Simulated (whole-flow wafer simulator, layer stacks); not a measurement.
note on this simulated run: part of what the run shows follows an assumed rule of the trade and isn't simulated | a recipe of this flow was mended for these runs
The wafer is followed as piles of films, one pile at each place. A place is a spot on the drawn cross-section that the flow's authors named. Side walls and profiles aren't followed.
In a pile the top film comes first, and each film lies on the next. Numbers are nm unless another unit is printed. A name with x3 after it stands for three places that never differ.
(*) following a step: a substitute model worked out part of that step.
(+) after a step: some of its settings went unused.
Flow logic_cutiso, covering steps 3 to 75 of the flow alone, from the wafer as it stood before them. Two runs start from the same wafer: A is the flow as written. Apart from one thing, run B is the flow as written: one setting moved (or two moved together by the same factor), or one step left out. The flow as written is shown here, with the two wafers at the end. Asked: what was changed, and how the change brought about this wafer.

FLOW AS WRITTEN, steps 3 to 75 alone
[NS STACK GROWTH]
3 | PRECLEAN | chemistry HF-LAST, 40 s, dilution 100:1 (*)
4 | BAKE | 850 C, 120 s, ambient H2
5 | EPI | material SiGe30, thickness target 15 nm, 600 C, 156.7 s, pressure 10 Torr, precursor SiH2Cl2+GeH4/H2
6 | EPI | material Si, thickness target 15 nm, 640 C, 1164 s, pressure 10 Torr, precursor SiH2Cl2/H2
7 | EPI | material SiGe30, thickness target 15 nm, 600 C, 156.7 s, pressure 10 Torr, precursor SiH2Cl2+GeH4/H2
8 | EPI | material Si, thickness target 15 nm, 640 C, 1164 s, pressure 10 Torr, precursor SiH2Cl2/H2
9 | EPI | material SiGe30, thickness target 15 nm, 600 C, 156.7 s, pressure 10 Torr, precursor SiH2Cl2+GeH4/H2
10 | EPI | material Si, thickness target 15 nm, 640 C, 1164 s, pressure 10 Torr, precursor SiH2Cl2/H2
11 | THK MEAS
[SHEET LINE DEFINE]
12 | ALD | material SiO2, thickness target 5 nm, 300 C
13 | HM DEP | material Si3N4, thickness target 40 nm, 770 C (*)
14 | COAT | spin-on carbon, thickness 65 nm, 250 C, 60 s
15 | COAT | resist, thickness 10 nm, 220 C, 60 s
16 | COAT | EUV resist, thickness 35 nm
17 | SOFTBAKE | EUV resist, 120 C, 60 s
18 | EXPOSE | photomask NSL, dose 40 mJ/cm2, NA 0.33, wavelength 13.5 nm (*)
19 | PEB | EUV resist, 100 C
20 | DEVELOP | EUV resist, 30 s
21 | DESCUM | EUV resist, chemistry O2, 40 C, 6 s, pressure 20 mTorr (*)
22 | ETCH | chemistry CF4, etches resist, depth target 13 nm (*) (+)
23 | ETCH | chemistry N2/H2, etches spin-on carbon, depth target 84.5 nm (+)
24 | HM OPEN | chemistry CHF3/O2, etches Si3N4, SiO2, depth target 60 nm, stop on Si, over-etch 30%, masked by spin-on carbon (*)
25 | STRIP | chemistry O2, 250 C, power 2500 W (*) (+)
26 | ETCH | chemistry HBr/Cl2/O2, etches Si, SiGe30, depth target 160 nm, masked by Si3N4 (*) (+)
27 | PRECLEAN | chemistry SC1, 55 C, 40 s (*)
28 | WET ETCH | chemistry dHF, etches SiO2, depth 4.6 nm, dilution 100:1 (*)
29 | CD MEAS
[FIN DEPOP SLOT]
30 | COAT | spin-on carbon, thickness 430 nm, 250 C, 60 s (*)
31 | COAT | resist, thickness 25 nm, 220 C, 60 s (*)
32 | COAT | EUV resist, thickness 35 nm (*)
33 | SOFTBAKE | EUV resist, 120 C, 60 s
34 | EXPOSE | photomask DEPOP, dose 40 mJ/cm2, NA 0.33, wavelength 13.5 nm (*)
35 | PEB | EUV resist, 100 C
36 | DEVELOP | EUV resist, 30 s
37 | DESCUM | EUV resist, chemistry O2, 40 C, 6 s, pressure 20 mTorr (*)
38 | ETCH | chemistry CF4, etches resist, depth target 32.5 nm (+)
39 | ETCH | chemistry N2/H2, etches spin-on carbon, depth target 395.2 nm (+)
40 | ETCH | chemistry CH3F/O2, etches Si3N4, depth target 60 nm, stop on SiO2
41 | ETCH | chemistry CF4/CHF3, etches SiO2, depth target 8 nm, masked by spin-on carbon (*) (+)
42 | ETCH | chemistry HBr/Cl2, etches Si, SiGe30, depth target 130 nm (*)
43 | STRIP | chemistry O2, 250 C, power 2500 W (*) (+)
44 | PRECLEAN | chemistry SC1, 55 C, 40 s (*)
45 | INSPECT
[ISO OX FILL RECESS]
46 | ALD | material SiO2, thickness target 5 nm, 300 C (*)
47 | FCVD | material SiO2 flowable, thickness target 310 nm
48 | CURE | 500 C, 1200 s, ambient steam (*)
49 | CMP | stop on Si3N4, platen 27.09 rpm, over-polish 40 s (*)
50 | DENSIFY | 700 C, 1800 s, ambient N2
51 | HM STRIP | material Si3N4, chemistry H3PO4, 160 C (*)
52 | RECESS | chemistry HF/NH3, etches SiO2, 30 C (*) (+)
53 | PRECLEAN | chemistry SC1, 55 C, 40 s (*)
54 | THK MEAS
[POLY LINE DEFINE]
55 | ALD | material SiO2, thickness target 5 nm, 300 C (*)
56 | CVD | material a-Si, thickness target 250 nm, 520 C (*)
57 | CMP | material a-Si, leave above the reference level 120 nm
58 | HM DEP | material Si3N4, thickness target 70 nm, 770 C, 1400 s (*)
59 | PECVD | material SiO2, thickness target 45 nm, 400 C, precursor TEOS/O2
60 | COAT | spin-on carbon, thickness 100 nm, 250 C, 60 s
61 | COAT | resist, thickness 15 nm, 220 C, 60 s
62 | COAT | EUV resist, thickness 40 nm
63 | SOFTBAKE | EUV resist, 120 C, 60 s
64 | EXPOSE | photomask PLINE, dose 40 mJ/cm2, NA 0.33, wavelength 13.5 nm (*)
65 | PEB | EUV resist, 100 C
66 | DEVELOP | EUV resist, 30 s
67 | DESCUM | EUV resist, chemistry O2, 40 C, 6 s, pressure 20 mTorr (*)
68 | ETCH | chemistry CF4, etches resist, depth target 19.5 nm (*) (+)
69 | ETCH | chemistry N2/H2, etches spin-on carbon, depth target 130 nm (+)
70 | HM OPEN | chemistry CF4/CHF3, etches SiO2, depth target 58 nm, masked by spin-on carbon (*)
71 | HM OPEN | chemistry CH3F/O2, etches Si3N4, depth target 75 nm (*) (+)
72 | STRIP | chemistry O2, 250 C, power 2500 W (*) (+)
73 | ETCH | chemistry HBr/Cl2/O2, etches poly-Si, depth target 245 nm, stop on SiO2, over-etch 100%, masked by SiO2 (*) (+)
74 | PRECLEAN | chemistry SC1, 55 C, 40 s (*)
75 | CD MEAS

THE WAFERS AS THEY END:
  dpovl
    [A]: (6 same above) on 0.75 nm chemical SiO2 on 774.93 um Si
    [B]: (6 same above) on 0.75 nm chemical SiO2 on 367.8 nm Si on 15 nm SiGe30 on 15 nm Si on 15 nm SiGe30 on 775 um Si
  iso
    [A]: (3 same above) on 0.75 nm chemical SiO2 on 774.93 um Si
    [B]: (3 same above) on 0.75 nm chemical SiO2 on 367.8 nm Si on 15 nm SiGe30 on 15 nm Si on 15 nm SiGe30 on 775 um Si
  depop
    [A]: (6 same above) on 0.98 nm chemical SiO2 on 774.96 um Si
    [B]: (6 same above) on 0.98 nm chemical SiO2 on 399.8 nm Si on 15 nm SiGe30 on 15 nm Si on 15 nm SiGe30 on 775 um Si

What caused this: step 8, EPI: 736 C was run, though the flow has 640 C.

How this came from the change, step by step:
  8 | EPI | material Si, thickness target 15 nm, 640 C, 1164 s, pressure 10 Torr, precursor SiH2Cl2/H2
      depop, dpovl, gfld and 19 more: A +15 Si (new film) | B +501.5 Si (new film)
  26 | ETCH | chemistry HBr/Cl2/O2, etches Si, SiGe30, depth target 160 nm, masked by Si3N4 (*) (+)
      dpovl, gfld, gxf, iso, isow, lnri, nsgap: A -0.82 chemical SiO2 (all of it), -12 Si (all of it), -15 SiGe30 (all of it), -15 Si (all of it), -15 SiGe30 (all of it), -15 Si (all of it), -15 SiGe30 (all of it), -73 Si | B -0.82 chemical SiO2 (all of it), -12 Si (all of it), -15 SiGe30 (all of it), -133 Si
  42 | ETCH | chemistry HBr/Cl2, etches Si, SiGe30, depth target 130 nm (*)
      depop: A -13.8 Si (all of it), -15 SiGe30 (all of it), -15 Si (all of it), -15 SiGe30 (all of it), -15 Si (all of it), -15 SiGe30 (all of it), -41.2 Si | B -13.8 Si (all of it), -15 SiGe30 (all of it), -101.2 Si
